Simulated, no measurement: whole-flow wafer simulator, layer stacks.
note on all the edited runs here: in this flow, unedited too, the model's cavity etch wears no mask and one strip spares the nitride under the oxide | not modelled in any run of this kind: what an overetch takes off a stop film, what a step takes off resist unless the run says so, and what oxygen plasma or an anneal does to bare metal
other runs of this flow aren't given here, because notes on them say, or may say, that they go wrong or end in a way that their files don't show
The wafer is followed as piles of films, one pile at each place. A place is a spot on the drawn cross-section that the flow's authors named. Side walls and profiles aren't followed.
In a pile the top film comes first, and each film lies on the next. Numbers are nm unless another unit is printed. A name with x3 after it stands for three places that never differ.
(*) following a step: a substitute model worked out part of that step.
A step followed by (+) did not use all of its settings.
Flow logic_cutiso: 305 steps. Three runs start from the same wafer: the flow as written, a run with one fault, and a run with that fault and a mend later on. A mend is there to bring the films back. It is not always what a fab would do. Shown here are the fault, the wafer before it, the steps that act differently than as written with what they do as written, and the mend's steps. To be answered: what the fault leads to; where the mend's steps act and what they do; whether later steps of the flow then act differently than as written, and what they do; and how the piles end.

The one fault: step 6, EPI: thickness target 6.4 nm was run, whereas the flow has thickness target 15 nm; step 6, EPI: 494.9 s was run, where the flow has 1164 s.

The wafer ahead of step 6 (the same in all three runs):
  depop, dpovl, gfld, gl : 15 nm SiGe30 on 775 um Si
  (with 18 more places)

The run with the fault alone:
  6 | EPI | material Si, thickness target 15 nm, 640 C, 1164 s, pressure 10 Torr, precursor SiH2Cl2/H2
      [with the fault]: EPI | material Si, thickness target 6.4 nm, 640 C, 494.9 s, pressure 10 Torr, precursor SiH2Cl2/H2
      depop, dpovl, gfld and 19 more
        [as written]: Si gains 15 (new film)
        [with the fault]: Si gains 6.38 (new film)
  Steps later in the flow that act otherwise than as written (2 more steps, not shown, differ only slightly: by at most 2% or 0.5 nm, whichever is larger):
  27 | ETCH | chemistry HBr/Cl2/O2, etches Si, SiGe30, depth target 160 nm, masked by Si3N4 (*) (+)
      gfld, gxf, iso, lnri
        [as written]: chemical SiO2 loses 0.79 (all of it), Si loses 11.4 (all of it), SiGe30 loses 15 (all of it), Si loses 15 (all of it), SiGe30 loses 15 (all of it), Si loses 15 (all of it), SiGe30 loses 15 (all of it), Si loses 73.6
        [with the fault]: chemical SiO2 loses 0.79 (all of it), Si loses 11.4 (all of it), SiGe30 loses 15 (all of it), Si loses 15 (all of it), SiGe30 loses 15 (all of it), Si loses 6.38 (all of it), SiGe30 loses 15 (all of it), Si loses 82.3
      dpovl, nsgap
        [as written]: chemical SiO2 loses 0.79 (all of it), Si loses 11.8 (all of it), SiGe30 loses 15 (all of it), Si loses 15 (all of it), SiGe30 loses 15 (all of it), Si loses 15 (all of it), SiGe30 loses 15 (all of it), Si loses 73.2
        [with the fault]: chemical SiO2 loses 0.79 (all of it), Si loses 11.8 (all of it), SiGe30 loses 15 (all of it), Si loses 15 (all of it), SiGe30 loses 15 (all of it), Si loses 6.38 (all of it), SiGe30 loses 15 (all of it), Si loses 81.9
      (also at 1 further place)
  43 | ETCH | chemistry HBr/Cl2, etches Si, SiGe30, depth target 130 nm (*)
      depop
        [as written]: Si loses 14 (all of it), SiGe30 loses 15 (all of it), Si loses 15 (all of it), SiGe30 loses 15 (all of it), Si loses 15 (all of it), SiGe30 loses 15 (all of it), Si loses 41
        [with the fault]: Si loses 14 (all of it), SiGe30 loses 15 (all of it), Si loses 15 (all of it), SiGe30 loses 15 (all of it), Si loses 6.38 (all of it), SiGe30 loses 15 (all of it), Si loses 49.6
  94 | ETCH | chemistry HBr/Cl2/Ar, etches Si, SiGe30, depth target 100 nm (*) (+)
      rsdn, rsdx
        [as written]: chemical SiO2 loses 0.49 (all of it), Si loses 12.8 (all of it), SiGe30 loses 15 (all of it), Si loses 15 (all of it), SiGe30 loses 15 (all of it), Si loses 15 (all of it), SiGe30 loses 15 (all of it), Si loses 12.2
        [with the fault]: chemical SiO2 loses 0.49 (all of it), Si loses 12.8 (all of it), SiGe30 loses 15 (all of it), Si loses 15 (all of it), SiGe30 loses 15 (all of it), Si loses 6.38 (all of it), SiGe30 loses 15 (all of it), Si loses 20.8
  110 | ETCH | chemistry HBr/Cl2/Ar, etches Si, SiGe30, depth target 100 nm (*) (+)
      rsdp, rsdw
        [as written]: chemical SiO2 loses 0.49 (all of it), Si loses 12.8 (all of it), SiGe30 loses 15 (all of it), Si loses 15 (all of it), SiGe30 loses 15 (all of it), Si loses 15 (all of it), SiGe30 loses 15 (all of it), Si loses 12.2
        [with the fault]: chemical SiO2 loses 0.49 (all of it), Si loses 12.8 (all of it), SiGe30 loses 15 (all of it), Si loses 15 (all of it), SiGe30 loses 15 (all of it), Si loses 6.38 (all of it), SiGe30 loses 15 (all of it), Si loses 20.8
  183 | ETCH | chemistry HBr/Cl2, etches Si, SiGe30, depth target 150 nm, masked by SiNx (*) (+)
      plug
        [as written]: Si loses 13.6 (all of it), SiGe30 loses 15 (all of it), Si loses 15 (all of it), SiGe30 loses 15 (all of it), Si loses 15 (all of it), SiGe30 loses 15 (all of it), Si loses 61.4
        [with the fault]: Si loses 13.6 (all of it), SiGe30 loses 15 (all of it), Si loses 15 (all of it), SiGe30 loses 15 (all of it), Si loses 6.38 (all of it), SiGe30 loses 15 (all of it), Si loses 70.1
  By the end, the piles at gl, glp, gxn and 6 more depart from the flow's by more than 2% or 0.5 nm, whichever is larger.
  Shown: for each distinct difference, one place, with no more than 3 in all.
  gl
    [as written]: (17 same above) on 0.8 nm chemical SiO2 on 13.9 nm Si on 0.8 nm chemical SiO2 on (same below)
    [with the fault]: (17 same above) on 0.8 nm chemical SiO2 on 5.3 nm Si on 0.8 nm chemical SiO2 on (same below)
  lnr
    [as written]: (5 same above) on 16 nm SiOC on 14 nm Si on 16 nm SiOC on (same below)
    [with the fault]: (5 same above) on 16 nm SiOC on 5.35 nm Si on 16 nm SiOC on (same below)
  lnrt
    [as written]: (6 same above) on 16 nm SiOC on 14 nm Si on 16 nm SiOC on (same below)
    [with the fault]: (6 same above) on 16 nm SiOC on 5.35 nm Si on 16 nm SiOC on (same below)

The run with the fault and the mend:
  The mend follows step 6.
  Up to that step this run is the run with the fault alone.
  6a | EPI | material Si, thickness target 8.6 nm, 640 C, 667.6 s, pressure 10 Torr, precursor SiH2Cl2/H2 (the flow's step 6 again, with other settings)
      depop, dpovl, gfld and 19 more
        Si gains 8.6
  None of the later steps of the flow differs from how it acts as written, at any place that is followed, by more than 2% or 0.5 nm, whichever is larger.
  By the end, the piles equal the flow's at every place that both follow.
